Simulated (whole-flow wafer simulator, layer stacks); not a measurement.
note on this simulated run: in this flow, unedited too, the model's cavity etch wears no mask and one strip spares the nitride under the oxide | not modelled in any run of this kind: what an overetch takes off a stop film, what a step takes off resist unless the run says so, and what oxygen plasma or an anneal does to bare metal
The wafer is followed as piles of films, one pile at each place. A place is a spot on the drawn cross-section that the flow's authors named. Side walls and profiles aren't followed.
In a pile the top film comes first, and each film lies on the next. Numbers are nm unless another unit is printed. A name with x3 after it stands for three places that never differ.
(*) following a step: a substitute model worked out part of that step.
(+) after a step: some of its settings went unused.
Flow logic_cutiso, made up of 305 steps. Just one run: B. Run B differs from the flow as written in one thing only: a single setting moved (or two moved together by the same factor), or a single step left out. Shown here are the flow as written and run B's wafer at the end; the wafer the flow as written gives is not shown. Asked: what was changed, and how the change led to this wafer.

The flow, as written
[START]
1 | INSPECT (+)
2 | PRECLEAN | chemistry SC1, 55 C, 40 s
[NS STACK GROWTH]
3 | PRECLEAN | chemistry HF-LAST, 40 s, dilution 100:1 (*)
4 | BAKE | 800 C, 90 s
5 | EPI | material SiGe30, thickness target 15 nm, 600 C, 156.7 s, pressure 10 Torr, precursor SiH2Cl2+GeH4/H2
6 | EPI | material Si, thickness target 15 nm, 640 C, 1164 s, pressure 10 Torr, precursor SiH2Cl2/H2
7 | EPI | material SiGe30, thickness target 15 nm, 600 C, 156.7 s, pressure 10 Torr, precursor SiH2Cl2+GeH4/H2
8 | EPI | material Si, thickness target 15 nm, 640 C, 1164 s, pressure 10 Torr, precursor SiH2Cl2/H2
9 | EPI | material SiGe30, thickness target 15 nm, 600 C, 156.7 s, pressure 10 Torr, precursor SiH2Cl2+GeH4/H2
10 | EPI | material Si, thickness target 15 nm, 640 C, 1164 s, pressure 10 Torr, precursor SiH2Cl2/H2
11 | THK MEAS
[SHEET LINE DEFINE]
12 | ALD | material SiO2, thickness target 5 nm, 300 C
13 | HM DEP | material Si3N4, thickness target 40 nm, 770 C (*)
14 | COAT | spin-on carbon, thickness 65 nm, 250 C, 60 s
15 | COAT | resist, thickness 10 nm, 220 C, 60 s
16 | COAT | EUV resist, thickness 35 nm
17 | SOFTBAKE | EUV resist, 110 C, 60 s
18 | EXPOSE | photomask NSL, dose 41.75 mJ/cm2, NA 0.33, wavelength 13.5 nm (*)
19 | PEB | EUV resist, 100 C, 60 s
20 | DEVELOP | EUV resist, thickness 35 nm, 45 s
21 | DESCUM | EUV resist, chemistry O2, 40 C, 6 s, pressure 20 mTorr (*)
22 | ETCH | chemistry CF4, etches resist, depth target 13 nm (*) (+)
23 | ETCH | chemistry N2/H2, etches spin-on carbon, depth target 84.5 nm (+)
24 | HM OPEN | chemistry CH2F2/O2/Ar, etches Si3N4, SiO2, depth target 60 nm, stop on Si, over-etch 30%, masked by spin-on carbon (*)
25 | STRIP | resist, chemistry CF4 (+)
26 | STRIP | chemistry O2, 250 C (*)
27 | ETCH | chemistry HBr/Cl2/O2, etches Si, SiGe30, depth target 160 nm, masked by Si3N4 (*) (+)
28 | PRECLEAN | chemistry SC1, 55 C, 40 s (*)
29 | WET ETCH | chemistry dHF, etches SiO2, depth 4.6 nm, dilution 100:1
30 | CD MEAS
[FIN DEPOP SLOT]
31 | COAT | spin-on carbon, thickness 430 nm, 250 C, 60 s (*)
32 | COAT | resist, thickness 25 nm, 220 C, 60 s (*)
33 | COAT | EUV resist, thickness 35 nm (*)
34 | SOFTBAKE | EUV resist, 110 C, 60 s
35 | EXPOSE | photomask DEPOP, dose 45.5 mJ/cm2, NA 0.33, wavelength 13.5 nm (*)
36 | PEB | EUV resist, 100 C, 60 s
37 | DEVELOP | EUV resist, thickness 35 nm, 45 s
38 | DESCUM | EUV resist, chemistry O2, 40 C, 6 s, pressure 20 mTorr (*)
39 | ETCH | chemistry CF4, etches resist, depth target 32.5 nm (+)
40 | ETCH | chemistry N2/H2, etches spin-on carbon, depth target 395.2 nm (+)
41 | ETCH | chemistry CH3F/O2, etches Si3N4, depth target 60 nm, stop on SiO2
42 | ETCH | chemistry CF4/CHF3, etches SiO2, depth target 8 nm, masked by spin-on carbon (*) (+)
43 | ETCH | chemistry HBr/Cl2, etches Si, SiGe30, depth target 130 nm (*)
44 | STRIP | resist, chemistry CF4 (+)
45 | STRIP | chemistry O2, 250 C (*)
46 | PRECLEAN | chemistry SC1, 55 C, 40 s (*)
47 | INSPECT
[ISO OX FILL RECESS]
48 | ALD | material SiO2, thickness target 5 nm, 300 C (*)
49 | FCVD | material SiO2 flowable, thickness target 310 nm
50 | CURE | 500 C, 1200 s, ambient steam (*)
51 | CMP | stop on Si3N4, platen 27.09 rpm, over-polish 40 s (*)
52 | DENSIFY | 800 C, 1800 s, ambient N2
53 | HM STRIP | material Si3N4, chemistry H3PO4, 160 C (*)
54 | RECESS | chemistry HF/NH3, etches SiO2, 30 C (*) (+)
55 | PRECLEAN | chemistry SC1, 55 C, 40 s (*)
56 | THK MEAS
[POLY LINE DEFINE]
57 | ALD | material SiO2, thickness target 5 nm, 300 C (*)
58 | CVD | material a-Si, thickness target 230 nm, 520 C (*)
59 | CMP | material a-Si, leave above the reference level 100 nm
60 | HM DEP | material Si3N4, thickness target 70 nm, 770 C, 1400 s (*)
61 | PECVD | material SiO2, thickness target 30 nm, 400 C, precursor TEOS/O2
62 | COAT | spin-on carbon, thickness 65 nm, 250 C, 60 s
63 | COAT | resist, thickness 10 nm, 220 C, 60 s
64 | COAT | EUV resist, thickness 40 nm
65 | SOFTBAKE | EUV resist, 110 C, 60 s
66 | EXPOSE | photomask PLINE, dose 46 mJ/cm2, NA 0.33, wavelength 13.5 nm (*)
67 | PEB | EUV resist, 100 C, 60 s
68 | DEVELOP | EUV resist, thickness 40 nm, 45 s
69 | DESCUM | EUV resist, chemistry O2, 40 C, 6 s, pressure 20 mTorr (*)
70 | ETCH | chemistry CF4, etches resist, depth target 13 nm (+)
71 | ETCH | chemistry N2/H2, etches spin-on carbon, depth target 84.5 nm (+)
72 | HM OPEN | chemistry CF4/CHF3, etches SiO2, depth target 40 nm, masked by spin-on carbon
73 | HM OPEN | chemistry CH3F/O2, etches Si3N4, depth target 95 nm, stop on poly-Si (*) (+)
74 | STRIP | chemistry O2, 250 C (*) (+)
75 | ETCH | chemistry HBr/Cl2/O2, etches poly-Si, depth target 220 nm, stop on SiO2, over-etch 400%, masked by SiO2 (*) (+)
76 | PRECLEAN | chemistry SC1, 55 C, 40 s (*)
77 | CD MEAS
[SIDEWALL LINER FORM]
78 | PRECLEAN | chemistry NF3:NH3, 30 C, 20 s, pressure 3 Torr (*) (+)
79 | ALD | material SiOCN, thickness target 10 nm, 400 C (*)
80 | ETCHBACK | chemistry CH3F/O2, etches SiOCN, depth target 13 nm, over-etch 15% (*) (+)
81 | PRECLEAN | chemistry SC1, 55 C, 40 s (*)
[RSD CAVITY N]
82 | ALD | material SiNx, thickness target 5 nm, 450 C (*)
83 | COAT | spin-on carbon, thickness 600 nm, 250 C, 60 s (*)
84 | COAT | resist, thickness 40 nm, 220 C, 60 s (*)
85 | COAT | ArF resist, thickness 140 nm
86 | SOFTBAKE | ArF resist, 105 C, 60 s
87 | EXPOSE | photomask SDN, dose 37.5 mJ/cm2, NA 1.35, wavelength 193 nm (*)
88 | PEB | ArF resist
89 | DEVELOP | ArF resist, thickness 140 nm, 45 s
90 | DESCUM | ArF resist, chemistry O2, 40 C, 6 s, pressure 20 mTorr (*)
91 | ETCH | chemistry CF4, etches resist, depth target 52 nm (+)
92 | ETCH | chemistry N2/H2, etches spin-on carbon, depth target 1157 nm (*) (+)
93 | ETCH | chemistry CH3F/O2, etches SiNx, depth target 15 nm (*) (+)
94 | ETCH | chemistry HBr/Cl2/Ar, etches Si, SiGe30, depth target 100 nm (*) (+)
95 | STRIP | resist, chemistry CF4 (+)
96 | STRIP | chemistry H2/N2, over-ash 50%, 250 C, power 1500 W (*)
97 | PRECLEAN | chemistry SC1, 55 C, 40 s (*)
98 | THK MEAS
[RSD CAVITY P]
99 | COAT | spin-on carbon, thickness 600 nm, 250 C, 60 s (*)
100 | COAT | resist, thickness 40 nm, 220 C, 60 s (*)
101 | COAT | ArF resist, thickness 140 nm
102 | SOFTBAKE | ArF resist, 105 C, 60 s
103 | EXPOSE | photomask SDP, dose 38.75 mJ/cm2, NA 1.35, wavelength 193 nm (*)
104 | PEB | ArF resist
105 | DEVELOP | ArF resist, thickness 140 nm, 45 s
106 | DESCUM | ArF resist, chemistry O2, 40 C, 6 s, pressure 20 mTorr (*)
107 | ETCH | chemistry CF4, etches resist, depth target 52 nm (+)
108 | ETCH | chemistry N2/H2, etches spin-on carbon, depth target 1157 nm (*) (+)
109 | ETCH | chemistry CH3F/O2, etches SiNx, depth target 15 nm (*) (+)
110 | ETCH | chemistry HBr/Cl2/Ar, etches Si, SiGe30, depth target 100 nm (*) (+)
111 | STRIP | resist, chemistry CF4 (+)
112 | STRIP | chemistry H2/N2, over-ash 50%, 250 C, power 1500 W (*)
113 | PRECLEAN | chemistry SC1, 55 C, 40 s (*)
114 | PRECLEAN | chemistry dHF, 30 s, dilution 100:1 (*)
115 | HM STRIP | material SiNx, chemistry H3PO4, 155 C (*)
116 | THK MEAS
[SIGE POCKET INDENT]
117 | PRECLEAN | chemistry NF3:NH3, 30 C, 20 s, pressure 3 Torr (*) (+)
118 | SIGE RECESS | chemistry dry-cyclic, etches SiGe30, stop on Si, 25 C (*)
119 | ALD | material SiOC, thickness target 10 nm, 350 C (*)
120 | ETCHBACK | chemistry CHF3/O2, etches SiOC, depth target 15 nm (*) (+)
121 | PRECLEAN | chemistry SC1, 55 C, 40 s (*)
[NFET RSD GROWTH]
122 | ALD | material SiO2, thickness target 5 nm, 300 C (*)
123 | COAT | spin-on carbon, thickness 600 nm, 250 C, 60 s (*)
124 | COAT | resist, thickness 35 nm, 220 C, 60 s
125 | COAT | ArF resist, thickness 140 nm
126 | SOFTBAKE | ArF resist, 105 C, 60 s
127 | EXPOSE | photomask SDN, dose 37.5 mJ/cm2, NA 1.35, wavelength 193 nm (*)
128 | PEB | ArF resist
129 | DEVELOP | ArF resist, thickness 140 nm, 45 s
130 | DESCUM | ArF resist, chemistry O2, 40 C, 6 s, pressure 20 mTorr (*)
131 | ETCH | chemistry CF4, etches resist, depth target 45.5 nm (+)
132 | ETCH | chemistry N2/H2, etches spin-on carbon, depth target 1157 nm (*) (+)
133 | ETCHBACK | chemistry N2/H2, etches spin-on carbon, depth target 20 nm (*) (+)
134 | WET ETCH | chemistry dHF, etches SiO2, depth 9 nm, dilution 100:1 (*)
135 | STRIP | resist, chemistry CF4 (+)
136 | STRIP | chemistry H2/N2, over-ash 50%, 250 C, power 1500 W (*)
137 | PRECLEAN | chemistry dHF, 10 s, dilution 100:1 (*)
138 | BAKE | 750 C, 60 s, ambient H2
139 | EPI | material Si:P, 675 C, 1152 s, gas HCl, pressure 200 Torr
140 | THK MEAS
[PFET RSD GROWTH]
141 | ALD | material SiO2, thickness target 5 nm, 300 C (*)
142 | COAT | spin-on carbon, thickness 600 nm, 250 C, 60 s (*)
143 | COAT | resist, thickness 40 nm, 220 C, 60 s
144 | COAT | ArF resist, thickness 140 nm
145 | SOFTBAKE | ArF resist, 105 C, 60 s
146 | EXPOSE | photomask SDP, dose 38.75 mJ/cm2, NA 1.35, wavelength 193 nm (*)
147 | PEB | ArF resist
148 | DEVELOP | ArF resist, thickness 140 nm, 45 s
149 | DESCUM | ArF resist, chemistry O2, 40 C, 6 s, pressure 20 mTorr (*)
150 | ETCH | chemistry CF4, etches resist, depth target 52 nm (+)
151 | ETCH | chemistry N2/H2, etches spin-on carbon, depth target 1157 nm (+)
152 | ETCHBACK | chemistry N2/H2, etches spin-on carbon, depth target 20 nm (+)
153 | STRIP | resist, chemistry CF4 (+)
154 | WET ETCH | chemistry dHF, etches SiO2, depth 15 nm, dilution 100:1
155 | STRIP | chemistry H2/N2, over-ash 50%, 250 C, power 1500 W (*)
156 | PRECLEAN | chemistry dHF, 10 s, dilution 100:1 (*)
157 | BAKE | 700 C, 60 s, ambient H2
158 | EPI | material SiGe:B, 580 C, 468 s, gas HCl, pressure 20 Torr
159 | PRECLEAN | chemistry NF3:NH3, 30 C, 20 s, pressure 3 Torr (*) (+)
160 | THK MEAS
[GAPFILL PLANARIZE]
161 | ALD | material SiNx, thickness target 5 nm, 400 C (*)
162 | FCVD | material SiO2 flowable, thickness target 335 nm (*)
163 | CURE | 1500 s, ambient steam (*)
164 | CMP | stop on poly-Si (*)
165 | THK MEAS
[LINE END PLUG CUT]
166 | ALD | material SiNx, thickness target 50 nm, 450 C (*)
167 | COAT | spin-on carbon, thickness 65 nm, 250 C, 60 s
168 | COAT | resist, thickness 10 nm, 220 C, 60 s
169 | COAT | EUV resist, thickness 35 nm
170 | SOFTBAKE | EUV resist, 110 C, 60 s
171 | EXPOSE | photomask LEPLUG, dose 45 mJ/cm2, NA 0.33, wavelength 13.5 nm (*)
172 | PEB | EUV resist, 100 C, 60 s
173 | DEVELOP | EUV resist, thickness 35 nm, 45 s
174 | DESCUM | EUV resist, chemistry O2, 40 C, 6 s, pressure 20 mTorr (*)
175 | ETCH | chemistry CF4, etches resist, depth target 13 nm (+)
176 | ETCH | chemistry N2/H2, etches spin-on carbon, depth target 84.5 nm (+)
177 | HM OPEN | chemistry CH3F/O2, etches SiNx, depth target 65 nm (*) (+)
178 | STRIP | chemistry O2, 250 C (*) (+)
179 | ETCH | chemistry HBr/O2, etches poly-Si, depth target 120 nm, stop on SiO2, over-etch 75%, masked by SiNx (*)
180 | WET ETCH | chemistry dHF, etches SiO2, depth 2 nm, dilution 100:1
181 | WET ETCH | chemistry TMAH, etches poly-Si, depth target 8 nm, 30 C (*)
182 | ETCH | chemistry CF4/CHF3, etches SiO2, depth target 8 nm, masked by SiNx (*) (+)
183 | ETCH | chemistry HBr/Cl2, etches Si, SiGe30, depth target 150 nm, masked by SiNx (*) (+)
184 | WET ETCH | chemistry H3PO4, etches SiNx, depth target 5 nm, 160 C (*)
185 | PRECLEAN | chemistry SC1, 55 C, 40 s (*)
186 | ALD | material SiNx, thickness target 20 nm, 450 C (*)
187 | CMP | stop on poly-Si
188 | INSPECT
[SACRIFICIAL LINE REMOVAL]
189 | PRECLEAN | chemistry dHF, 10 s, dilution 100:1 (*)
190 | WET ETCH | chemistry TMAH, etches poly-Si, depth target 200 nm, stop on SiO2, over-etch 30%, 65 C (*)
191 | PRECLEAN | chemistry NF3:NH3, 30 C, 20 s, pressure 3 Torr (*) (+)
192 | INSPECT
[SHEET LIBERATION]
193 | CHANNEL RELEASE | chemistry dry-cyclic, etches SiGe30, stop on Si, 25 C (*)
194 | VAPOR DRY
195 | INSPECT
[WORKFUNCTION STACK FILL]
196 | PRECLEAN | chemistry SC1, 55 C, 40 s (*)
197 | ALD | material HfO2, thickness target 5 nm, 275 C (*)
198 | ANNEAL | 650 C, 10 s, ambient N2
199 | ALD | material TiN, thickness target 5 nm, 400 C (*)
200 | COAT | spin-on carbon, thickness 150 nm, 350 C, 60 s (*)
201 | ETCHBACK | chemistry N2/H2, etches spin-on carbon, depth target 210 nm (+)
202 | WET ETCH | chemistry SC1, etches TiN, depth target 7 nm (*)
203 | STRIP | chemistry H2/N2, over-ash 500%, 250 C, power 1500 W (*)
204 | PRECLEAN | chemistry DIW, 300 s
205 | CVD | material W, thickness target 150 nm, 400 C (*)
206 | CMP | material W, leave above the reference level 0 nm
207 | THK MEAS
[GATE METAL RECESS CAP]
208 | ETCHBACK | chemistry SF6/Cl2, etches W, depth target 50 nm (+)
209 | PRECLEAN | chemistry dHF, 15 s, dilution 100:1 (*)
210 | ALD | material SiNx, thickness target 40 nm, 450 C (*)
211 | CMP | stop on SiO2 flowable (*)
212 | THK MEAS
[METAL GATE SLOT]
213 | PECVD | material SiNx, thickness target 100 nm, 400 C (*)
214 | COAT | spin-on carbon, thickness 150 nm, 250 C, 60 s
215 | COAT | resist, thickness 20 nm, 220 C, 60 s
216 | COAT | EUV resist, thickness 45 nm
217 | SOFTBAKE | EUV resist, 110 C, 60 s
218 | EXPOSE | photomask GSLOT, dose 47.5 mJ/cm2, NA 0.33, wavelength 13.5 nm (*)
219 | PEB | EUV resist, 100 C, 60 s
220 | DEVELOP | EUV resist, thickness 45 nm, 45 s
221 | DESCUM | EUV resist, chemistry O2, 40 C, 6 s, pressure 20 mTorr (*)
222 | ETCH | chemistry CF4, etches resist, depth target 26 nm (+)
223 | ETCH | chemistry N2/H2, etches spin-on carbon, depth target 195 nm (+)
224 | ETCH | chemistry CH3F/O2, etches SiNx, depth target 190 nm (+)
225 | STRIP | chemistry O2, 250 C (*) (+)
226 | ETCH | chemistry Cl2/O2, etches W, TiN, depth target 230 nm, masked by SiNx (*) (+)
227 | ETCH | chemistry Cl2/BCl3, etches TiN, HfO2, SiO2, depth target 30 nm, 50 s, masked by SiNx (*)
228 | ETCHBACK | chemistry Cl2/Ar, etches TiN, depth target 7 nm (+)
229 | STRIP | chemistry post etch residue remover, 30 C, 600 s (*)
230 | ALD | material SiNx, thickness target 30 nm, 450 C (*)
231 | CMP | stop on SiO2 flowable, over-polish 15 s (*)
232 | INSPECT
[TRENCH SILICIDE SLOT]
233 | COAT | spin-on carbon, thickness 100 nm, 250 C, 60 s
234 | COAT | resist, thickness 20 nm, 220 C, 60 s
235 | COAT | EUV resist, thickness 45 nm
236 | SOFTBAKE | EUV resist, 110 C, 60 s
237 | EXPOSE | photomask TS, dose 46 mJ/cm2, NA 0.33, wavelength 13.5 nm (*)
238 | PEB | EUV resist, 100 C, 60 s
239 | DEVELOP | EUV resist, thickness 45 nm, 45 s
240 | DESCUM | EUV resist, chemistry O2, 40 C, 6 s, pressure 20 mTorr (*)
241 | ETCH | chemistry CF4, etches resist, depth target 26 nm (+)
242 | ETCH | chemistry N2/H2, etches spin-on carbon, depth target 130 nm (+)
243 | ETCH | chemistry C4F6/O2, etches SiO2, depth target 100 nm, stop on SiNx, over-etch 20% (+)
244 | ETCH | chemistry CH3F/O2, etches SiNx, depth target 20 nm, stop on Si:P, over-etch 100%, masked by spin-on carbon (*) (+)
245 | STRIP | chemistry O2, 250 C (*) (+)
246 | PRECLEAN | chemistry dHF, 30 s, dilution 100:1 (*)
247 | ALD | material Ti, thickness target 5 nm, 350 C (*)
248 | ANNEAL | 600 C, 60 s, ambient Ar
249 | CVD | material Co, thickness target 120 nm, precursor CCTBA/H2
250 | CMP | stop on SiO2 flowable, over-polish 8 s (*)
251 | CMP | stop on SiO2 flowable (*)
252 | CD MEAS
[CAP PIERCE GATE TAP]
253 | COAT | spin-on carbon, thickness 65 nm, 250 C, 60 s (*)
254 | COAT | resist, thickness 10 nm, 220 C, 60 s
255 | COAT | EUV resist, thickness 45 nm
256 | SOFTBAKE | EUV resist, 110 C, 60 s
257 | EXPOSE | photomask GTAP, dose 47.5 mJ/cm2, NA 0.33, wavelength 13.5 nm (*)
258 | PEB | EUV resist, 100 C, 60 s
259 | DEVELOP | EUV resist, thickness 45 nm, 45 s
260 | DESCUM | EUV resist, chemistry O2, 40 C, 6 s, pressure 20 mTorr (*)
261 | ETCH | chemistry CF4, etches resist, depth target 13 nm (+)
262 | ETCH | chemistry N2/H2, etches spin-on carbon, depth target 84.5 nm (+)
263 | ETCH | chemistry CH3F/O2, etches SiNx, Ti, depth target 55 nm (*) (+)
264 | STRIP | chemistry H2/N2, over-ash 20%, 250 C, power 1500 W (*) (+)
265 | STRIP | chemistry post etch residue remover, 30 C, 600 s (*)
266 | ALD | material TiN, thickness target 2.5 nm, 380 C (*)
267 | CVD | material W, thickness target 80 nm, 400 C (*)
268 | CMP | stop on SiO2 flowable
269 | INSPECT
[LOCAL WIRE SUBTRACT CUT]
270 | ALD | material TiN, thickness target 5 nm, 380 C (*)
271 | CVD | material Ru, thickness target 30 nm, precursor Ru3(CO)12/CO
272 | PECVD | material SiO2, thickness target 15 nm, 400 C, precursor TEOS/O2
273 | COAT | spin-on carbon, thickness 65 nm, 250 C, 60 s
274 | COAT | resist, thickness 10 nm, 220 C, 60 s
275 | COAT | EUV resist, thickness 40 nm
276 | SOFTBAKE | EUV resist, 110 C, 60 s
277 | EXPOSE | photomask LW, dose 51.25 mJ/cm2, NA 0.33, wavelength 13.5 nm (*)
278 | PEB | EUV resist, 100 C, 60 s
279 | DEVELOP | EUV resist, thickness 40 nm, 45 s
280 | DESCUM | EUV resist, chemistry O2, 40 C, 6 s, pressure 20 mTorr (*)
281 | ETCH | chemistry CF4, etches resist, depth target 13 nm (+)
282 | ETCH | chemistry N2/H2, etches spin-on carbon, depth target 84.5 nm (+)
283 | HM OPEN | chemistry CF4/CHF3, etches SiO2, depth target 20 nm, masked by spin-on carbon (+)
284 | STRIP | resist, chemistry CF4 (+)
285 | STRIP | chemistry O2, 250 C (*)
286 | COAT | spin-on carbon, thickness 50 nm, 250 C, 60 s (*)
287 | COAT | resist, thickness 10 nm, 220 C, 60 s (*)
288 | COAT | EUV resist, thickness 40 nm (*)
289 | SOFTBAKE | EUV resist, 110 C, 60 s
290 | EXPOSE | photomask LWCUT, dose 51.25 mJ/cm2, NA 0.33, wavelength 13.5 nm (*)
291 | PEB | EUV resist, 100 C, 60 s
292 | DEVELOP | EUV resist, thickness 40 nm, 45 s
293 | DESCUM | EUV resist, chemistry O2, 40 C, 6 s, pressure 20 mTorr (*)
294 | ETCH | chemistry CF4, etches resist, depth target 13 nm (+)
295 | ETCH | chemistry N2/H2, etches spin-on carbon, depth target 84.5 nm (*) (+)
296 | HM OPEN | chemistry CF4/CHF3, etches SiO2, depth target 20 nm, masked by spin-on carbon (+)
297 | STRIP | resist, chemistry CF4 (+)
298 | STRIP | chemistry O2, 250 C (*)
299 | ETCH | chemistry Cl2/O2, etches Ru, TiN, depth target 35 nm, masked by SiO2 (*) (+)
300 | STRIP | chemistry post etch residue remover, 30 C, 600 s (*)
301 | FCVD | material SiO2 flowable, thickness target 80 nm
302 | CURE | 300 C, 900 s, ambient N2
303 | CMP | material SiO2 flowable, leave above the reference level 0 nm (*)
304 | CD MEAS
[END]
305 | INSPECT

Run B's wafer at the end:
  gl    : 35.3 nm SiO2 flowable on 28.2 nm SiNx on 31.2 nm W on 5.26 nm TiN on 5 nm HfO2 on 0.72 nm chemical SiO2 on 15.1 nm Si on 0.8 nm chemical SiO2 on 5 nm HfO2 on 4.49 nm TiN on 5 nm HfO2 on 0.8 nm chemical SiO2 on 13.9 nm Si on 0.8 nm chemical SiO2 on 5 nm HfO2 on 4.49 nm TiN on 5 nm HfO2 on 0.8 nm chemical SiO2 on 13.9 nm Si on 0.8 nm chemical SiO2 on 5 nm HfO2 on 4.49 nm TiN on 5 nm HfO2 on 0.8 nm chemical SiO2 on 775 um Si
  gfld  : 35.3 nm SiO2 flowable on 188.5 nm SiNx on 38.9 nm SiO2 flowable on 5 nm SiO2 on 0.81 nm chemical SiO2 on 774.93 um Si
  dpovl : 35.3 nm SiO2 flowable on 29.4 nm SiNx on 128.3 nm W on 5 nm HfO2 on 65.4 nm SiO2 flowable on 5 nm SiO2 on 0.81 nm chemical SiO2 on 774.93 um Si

What caused this: step 10, EPI: 1339 s was run, whereas the flow has 1164 s.

Step by step, how the change led to this:
  10 | EPI | material Si, thickness target 15 nm, 640 C, 1164 s, pressure 10 Torr, precursor SiH2Cl2/H2
      depop, dpovl, gfld and 19 more: Si gains 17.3 (new film) (in the flow as written it would be: Si gains 15 (new film))
  27 | ETCH | chemistry HBr/Cl2/O2, etches Si, SiGe30, depth target 160 nm, masked by Si3N4 (*) (+)
      gfld, gxf, iso, lnri: chemical SiO2 loses 0.79 (all of it), Si loses 13.6 (all of it), SiGe30 loses 15 (all of it), Si loses 15 (all of it), SiGe30 loses 15 (all of it), Si loses 15 (all of it), SiGe30 loses 15 (all of it), Si loses 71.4 (in the flow as written it would be: chemical SiO2 loses 0.79 (all of it), Si loses 11.4 (all of it), SiGe30 loses 15 (all of it), Si loses 15 (all of it), SiGe30 loses 15 (all of it), Si loses 15 (all of it), SiGe30 loses 15 (all of it), Si loses 73.6)
      dpovl, nsgap: chemical SiO2 loses 0.79 (all of it), Si loses 14 (all of it), SiGe30 loses 15 (all of it), Si loses 15 (all of it), SiGe30 loses 15 (all of it), Si loses 15 (all of it), SiGe30 loses 15 (all of it), Si loses 71 (in the flow as written it would be: chemical SiO2 loses 0.79 (all of it), Si loses 11.8 (all of it), SiGe30 loses 15 (all of it), Si loses 15 (all of it), SiGe30 loses 15 (all of it), Si loses 15 (all of it), SiGe30 loses 15 (all of it), Si loses 73.2)
      (also at 1 further place)
  43 | ETCH | chemistry HBr/Cl2, etches Si, SiGe30, depth target 130 nm (*)
      depop: Si loses 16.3 (all of it), SiGe30 loses 15 (all of it), Si loses 15 (all of it), SiGe30 loses 15 (all of it), Si loses 15 (all of it), SiGe30 loses 15 (all of it), Si loses 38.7 (in the flow as written it would be: Si loses 14 (all of it), SiGe30 loses 15 (all of it), Si loses 15 (all of it), SiGe30 loses 15 (all of it), Si loses 15 (all of it), SiGe30 loses 15 (all of it), Si loses 41)
  94 | ETCH | chemistry HBr/Cl2/Ar, etches Si, SiGe30, depth target 100 nm (*) (+)
      rsdn, rsdx: chemical SiO2 loses 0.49 (all of it), Si loses 15.1 (all of it), SiGe30 loses 15 (all of it), Si loses 15 (all of it), SiGe30 loses 15 (all of it), Si loses 15 (all of it), SiGe30 loses 15 (all of it), Si loses 9.91 (in the flow as written it would be: chemical SiO2 loses 0.49 (all of it), Si loses 12.8 (all of it), SiGe30 loses 15 (all of it), Si loses 15 (all of it), SiGe30 loses 15 (all of it), Si loses 15 (all of it), SiGe30 loses 15 (all of it), Si loses 12.2)
  110 | ETCH | chemistry HBr/Cl2/Ar, etches Si, SiGe30, depth target 100 nm (*) (+)
      rsdp, rsdw: chemical SiO2 loses 0.49 (all of it), Si loses 15.1 (all of it), SiGe30 loses 15 (all of it), Si loses 15 (all of it), SiGe30 loses 15 (all of it), Si loses 15 (all of it), SiGe30 loses 15 (all of it), Si loses 9.91 (in the flow as written it would be: chemical SiO2 loses 0.49 (all of it), Si loses 12.8 (all of it), SiGe30 loses 15 (all of it), Si loses 15 (all of it), SiGe30 loses 15 (all of it), Si loses 15 (all of it), SiGe30 loses 15 (all of it), Si loses 12.2)
  183 | ETCH | chemistry HBr/Cl2, etches Si, SiGe30, depth target 150 nm, masked by SiNx (*) (+)
      plug: Si loses 15.8 (all of it), SiGe30 loses 15 (all of it), Si loses 15 (all of it), SiGe30 loses 15 (all of it), Si loses 15 (all of it), SiGe30 loses 15 (all of it), Si loses 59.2 (in the flow as written it would be: Si loses 13.6 (all of it), SiGe30 loses 15 (all of it), Si loses 15 (all of it), SiGe30 loses 15 (all of it), Si loses 15 (all of it), SiGe30 loses 15 (all of it), Si loses 61.4)
